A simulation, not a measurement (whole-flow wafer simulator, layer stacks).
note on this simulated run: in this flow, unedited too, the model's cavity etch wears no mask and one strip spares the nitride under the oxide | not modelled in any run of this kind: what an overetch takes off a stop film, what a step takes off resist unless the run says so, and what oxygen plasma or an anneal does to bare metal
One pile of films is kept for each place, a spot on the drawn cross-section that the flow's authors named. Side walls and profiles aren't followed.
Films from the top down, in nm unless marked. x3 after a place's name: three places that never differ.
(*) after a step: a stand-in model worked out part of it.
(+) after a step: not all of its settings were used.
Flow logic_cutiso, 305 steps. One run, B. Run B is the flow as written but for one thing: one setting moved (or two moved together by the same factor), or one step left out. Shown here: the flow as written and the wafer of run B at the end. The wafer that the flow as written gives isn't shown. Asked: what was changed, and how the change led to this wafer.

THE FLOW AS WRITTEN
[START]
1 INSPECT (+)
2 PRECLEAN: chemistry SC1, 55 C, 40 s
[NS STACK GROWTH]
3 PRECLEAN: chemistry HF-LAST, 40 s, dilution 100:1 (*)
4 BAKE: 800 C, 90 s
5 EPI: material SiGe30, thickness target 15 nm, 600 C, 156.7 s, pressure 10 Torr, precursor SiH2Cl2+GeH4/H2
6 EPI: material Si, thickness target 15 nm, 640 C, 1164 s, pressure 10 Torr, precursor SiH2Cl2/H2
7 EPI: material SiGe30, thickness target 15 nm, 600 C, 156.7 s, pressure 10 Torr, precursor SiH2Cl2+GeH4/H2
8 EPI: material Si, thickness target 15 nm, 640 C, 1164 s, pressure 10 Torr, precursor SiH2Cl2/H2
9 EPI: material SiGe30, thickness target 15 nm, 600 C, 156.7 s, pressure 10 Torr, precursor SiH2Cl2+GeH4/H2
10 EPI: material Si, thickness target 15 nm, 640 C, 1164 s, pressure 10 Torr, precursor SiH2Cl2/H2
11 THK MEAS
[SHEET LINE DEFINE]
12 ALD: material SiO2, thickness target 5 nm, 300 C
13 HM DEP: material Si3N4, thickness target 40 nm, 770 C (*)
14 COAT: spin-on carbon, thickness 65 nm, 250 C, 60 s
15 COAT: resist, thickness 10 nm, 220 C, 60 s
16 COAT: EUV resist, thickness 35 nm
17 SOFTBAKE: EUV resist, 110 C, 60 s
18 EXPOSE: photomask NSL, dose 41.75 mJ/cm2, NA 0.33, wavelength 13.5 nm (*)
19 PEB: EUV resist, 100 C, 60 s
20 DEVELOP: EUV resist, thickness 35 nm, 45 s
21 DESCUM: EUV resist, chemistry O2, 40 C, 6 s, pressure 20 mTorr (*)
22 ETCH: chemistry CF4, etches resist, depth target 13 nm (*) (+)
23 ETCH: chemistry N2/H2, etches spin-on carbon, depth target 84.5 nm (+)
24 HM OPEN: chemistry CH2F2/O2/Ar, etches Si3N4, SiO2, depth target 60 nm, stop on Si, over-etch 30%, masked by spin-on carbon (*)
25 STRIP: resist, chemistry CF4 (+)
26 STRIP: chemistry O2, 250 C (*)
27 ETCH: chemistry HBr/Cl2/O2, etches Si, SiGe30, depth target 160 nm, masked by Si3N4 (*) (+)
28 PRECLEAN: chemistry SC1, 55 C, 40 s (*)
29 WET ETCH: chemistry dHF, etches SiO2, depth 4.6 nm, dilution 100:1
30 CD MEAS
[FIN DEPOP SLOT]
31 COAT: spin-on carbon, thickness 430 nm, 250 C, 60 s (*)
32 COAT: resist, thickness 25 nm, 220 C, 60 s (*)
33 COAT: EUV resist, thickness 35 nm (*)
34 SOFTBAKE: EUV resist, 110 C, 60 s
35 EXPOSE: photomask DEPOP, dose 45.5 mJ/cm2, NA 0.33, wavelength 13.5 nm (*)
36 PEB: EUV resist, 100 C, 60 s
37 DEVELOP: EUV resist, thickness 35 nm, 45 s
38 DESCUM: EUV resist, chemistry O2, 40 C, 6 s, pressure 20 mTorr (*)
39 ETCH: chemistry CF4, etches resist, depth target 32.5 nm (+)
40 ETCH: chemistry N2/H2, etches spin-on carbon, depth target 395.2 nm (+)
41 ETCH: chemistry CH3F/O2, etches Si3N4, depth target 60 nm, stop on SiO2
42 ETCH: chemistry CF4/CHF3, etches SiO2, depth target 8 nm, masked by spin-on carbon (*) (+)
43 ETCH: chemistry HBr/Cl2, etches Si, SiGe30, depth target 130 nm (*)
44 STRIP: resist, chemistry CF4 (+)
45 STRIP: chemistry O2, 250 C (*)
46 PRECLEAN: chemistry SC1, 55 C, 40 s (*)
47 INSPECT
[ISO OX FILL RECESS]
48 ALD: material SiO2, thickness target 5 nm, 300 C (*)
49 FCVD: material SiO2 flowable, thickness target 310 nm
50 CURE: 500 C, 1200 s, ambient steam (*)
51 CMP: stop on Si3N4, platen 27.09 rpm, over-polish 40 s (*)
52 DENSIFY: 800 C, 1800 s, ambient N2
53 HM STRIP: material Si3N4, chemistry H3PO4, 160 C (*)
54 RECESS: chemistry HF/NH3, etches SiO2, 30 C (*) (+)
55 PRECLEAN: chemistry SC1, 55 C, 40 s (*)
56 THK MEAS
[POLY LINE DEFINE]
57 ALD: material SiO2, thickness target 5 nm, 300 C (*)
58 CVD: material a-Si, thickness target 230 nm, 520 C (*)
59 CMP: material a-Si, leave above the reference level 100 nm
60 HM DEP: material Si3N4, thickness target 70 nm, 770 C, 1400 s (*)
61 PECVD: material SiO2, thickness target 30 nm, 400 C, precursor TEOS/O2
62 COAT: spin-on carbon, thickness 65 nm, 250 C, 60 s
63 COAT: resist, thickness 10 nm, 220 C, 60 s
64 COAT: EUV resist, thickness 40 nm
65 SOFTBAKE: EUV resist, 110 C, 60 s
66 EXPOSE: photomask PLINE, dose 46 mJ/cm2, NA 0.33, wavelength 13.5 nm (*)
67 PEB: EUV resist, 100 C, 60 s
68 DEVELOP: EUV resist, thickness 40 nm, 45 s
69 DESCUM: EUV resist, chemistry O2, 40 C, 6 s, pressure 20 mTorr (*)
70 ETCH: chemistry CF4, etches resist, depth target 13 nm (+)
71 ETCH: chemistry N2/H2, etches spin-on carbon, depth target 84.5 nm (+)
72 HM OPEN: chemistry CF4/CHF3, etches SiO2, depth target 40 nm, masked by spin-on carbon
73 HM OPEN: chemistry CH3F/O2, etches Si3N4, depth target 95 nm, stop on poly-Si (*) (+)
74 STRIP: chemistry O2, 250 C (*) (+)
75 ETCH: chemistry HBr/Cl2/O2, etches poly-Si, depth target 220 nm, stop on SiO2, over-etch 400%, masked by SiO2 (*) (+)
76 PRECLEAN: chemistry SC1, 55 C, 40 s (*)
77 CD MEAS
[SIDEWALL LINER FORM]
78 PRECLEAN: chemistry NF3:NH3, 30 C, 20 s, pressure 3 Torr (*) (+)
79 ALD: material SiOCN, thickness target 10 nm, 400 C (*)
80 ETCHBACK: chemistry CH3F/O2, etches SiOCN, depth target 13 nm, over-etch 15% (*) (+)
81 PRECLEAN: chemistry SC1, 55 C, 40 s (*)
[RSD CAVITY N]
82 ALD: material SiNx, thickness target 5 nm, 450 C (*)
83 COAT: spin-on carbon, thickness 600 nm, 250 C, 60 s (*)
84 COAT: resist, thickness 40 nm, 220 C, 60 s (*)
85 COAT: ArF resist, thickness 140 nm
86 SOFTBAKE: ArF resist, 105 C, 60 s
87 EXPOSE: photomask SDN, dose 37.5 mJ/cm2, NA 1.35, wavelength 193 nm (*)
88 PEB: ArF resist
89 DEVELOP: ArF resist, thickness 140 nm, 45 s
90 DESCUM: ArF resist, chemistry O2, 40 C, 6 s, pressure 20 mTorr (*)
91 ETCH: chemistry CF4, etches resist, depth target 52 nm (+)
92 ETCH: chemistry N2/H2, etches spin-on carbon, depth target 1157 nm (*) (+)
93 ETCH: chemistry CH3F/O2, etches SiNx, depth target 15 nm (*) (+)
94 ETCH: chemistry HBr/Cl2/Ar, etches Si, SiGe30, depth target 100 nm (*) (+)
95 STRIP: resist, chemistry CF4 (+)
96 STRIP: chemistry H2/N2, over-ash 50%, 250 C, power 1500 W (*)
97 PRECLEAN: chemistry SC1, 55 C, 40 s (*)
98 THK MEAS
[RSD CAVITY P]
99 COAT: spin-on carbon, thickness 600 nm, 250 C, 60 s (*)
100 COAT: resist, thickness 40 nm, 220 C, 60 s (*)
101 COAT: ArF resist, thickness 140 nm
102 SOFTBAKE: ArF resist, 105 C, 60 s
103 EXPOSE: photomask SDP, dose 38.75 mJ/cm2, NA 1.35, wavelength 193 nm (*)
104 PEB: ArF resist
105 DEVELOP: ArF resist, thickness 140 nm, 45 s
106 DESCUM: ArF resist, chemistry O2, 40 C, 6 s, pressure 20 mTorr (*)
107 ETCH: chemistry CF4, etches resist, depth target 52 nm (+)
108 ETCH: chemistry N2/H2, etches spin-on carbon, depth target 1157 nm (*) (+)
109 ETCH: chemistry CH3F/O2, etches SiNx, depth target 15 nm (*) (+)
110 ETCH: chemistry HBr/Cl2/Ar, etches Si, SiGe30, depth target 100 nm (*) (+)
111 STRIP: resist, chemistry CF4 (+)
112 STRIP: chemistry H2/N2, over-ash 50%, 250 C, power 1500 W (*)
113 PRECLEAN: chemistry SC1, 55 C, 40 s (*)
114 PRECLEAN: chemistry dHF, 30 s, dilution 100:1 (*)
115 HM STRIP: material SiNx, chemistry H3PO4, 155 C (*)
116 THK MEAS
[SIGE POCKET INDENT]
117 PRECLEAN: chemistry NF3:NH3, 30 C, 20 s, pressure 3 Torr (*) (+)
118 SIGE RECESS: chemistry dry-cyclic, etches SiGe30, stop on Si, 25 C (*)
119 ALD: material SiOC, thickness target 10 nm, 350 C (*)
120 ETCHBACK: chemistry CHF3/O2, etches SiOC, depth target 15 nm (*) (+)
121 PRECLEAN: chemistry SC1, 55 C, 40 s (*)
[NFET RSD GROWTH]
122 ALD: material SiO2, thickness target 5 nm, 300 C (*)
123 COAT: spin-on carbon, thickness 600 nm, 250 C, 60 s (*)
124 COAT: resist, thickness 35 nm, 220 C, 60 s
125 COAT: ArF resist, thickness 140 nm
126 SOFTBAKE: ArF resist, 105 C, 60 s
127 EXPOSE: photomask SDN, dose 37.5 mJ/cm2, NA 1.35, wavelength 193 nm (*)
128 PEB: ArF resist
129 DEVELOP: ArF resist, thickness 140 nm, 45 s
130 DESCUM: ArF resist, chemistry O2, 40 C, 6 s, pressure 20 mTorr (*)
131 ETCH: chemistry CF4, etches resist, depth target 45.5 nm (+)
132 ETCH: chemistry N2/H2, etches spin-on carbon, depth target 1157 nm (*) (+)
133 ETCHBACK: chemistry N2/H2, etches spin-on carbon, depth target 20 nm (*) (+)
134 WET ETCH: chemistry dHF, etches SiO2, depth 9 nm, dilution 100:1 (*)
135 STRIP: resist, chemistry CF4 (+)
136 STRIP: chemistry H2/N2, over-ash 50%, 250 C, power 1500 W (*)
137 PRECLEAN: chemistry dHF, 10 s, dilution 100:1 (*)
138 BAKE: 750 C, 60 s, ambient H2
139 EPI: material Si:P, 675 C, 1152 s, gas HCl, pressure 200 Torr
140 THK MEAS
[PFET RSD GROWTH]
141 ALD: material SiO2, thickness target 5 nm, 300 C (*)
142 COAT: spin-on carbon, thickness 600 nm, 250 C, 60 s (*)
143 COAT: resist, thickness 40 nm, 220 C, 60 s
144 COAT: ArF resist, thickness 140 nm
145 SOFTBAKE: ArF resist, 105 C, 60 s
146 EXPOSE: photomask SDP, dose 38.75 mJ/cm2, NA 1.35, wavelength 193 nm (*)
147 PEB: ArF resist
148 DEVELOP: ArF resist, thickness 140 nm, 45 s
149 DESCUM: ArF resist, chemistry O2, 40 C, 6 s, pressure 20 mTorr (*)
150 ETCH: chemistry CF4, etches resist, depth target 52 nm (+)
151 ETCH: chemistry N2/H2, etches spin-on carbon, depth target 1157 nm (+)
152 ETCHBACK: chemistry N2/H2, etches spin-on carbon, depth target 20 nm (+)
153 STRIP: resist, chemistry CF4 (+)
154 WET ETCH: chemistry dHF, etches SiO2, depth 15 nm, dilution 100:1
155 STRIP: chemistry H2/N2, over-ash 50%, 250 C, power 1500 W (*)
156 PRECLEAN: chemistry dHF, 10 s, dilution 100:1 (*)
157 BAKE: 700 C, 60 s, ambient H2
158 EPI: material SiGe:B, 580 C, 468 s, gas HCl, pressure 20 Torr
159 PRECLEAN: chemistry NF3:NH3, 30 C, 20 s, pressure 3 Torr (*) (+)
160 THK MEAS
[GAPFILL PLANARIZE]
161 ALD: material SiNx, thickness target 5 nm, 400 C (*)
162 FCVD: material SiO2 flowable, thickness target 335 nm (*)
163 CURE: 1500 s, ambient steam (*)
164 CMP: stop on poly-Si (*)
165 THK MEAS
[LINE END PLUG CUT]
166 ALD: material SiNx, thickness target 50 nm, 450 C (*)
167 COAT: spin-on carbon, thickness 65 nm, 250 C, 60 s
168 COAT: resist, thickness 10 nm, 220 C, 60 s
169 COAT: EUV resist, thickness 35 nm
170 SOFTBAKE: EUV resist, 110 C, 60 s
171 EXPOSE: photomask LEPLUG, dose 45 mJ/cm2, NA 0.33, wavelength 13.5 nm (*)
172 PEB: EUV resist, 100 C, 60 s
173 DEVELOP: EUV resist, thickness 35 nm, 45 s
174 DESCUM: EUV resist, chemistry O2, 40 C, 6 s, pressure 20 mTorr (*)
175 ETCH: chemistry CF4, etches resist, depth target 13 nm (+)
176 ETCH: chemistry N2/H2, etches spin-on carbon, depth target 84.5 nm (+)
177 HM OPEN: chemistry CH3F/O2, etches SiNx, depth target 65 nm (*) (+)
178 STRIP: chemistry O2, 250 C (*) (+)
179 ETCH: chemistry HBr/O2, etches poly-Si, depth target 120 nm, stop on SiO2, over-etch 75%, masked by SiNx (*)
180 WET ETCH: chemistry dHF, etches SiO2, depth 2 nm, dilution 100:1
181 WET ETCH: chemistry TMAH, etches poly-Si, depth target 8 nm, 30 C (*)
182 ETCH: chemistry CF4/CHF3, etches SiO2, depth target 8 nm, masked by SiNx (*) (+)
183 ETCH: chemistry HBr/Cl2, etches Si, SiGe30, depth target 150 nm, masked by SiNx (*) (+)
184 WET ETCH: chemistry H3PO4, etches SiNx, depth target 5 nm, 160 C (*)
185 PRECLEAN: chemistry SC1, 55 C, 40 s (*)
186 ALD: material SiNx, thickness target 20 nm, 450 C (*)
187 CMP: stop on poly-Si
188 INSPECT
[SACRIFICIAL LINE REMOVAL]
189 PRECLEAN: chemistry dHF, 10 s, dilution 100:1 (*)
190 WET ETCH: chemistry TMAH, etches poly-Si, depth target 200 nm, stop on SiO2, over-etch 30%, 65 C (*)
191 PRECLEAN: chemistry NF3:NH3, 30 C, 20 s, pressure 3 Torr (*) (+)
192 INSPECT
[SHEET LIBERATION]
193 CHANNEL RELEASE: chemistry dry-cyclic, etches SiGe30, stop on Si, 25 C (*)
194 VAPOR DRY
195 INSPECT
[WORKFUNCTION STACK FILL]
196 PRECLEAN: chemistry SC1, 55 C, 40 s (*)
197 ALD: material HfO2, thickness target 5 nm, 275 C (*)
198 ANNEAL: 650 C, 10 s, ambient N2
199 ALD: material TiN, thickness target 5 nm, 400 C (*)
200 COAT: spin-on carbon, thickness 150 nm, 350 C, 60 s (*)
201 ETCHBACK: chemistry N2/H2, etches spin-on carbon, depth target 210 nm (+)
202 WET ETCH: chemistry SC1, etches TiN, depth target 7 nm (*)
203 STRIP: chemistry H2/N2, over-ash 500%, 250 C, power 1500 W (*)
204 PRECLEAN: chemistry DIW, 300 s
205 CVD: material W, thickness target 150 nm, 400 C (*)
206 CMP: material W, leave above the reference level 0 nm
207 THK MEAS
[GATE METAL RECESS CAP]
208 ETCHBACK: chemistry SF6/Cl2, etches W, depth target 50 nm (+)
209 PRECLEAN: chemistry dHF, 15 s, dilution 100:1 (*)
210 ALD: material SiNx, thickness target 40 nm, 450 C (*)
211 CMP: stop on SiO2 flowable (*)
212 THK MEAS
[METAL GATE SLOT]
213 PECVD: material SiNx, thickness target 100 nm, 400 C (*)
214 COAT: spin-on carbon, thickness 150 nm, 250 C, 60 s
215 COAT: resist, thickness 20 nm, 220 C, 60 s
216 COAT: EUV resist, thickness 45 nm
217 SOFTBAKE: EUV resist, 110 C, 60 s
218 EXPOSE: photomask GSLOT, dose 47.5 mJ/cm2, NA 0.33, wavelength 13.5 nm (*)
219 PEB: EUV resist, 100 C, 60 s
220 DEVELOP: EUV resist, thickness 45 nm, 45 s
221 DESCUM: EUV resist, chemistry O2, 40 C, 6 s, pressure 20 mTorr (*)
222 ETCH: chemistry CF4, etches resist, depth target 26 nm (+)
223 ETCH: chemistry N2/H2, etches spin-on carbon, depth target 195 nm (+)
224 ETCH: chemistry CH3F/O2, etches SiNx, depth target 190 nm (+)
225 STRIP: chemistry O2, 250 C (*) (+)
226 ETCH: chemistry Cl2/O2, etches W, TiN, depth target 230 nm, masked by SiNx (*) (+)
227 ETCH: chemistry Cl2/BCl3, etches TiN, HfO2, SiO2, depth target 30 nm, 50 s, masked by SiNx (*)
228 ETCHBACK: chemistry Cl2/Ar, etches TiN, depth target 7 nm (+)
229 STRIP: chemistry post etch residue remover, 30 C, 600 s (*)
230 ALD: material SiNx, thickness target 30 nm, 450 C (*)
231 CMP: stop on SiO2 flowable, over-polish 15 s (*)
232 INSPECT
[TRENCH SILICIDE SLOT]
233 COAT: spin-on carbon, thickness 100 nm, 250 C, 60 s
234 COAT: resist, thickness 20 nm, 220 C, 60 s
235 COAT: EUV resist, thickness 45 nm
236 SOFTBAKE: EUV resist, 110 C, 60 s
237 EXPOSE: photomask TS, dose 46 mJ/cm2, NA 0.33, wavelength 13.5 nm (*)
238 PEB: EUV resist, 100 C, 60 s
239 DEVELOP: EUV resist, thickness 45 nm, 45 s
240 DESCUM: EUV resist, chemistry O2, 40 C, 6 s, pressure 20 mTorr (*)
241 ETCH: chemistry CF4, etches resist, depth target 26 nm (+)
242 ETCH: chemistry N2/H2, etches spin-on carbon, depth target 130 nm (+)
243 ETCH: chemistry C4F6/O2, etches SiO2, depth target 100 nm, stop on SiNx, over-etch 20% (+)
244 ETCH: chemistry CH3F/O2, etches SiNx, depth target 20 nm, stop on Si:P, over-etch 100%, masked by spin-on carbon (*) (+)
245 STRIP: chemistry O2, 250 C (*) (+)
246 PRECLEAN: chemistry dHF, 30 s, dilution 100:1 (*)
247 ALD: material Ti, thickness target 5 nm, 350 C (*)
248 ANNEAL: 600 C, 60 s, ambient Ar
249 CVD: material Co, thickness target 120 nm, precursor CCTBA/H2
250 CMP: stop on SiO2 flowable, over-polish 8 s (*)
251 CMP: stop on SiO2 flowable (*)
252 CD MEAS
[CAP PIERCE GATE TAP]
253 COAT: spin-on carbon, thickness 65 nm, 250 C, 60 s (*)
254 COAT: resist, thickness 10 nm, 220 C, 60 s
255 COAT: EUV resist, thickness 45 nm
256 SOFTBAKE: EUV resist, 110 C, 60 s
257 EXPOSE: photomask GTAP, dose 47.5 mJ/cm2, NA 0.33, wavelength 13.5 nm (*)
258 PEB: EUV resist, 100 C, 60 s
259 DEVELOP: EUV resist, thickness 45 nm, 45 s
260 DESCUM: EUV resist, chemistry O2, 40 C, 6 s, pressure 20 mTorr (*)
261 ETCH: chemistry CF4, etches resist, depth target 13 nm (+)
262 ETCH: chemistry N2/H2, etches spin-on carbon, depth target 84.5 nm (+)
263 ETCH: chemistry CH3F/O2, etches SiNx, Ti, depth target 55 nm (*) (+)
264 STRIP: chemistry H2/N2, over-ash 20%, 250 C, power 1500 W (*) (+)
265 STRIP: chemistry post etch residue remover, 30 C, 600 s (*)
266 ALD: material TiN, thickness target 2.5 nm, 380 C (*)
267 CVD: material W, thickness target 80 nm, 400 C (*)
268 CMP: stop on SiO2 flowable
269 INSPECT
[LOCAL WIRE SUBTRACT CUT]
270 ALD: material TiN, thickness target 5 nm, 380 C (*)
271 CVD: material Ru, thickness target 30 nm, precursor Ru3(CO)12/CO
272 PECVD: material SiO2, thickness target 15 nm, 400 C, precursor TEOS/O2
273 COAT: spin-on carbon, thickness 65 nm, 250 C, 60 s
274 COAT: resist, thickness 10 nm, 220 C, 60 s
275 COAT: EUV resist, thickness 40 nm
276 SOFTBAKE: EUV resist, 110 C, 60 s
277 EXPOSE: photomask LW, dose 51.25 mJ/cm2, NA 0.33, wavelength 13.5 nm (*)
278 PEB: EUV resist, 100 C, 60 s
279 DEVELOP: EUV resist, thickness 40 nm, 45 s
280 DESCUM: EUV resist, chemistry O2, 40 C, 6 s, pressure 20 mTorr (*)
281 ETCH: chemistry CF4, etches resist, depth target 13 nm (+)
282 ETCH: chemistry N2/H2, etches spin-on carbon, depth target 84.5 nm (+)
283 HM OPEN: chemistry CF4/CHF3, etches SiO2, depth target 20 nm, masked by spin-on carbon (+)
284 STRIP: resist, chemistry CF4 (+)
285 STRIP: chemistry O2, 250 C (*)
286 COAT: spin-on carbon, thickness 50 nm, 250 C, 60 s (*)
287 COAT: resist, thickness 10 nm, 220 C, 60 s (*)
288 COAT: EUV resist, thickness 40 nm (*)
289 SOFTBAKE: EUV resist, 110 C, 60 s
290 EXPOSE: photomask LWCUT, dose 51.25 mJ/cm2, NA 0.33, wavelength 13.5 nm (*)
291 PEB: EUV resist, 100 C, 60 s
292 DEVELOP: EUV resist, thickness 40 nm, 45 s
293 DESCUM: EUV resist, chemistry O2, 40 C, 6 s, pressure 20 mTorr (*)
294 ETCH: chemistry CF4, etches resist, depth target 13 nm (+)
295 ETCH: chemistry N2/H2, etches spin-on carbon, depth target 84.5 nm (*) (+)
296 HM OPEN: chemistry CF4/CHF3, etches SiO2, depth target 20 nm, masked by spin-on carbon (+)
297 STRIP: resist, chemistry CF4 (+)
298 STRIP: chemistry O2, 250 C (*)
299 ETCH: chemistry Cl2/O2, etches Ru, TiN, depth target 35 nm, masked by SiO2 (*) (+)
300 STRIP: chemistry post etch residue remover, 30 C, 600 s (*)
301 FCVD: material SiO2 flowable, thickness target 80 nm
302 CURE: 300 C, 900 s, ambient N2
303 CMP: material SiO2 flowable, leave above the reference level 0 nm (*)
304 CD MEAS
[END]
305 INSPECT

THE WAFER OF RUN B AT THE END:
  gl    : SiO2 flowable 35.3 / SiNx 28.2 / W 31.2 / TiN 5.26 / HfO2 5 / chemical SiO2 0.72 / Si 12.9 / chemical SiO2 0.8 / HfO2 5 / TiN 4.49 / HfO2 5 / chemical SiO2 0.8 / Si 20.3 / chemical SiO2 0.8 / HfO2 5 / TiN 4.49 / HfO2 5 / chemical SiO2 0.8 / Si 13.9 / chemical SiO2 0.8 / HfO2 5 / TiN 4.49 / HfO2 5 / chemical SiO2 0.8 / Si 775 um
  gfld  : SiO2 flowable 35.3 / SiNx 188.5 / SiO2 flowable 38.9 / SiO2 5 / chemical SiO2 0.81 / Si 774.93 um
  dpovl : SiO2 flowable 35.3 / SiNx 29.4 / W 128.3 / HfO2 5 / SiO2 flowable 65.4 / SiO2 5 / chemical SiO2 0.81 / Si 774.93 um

The cause: step 8, EPI: thickness target 21.4 nm was run, where the flow has thickness target 15 nm; step 8, EPI: 1659 s was run, where the flow has 1164 s.

How the change led to this, step by step:
  8 EPI: material Si, thickness target 15 nm, 640 C, 1164 s, pressure 10 Torr, precursor SiH2Cl2/H2
      depop, dpovl, gfld and 19 more: Si +21.4 (new film) (as written it would be: Si +15 (new film))
  27 ETCH: chemistry HBr/Cl2/O2, etches Si, SiGe30, depth target 160 nm, masked by Si3N4 (*) (+)
      gfld, gxf, iso, lnri: chemical SiO2 -0.79 (all of it), Si -11.4 (all of it), SiGe30 -15 (all of it), Si -21.4 (all of it), SiGe30 -15 (all of it), Si -15 (all of it), SiGe30 -15 (all of it), Si -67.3 (as written it would be: chemical SiO2 -0.79 (all of it), Si -11.4 (all of it), SiGe30 -15 (all of it), Si -15 (all of it), SiGe30 -15 (all of it), Si -15 (all of it), SiGe30 -15 (all of it), Si -73.6)
      dpovl, nsgap: chemical SiO2 -0.79 (all of it), Si -11.8 (all of it), SiGe30 -15 (all of it), Si -21.4 (all of it), SiGe30 -15 (all of it), Si -15 (all of it), SiGe30 -15 (all of it), Si -66.9 (as written it would be: chemical SiO2 -0.79 (all of it), Si -11.8 (all of it), SiGe30 -15 (all of it), Si -15 (all of it), SiGe30 -15 (all of it), Si -15 (all of it), SiGe30 -15 (all of it), Si -73.2)
      (and at 1 more place)
  43 ETCH: chemistry HBr/Cl2, etches Si, SiGe30, depth target 130 nm (*)
      depop: Si -14 (all of it), SiGe30 -15 (all of it), Si -21.4 (all of it), SiGe30 -15 (all of it), Si -15 (all of it), SiGe30 -15 (all of it), Si -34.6 (as written it would be: Si -14 (all of it), SiGe30 -15 (all of it), Si -15 (all of it), SiGe30 -15 (all of it), Si -15 (all of it), SiGe30 -15 (all of it), Si -41)
  94 ETCH: chemistry HBr/Cl2/Ar, etches Si, SiGe30, depth target 100 nm (*) (+)
      rsdn, rsdx: chemical SiO2 -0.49 (all of it), Si -12.8 (all of it), SiGe30 -15 (all of it), Si -21.4 (all of it), SiGe30 -15 (all of it), Si -15 (all of it), SiGe30 -15 (all of it), Si -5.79 (as written it would be: chemical SiO2 -0.49 (all of it), Si -12.8 (all of it), SiGe30 -15 (all of it), Si -15 (all of it), SiGe30 -15 (all of it), Si -15 (all of it), SiGe30 -15 (all of it), Si -12.2)
  110 ETCH: chemistry HBr/Cl2/Ar, etches Si, SiGe30, depth target 100 nm (*) (+)
      rsdp, rsdw: chemical SiO2 -0.49 (all of it), Si -12.8 (all of it), SiGe30 -15 (all of it), Si -21.4 (all of it), SiGe30 -15 (all of it), Si -15 (all of it), SiGe30 -15 (all of it), Si -5.79 (as written it would be: chemical SiO2 -0.49 (all of it), Si -12.8 (all of it), SiGe30 -15 (all of it), Si -15 (all of it), SiGe30 -15 (all of it), Si -15 (all of it), SiGe30 -15 (all of it), Si -12.2)
  183 ETCH: chemistry HBr/Cl2, etches Si, SiGe30, depth target 150 nm, masked by SiNx (*) (+)
      plug: Si -13.6 (all of it), SiGe30 -15 (all of it), Si -21.4 (all of it), SiGe30 -15 (all of it), Si -15 (all of it), SiGe30 -15 (all of it), Si -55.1 (as written it would be: Si -13.6 (all of it), SiGe30 -15 (all of it), Si -15 (all of it), SiGe30 -15 (all of it), Si -15 (all of it), SiGe30 -15 (all of it), Si -61.4)
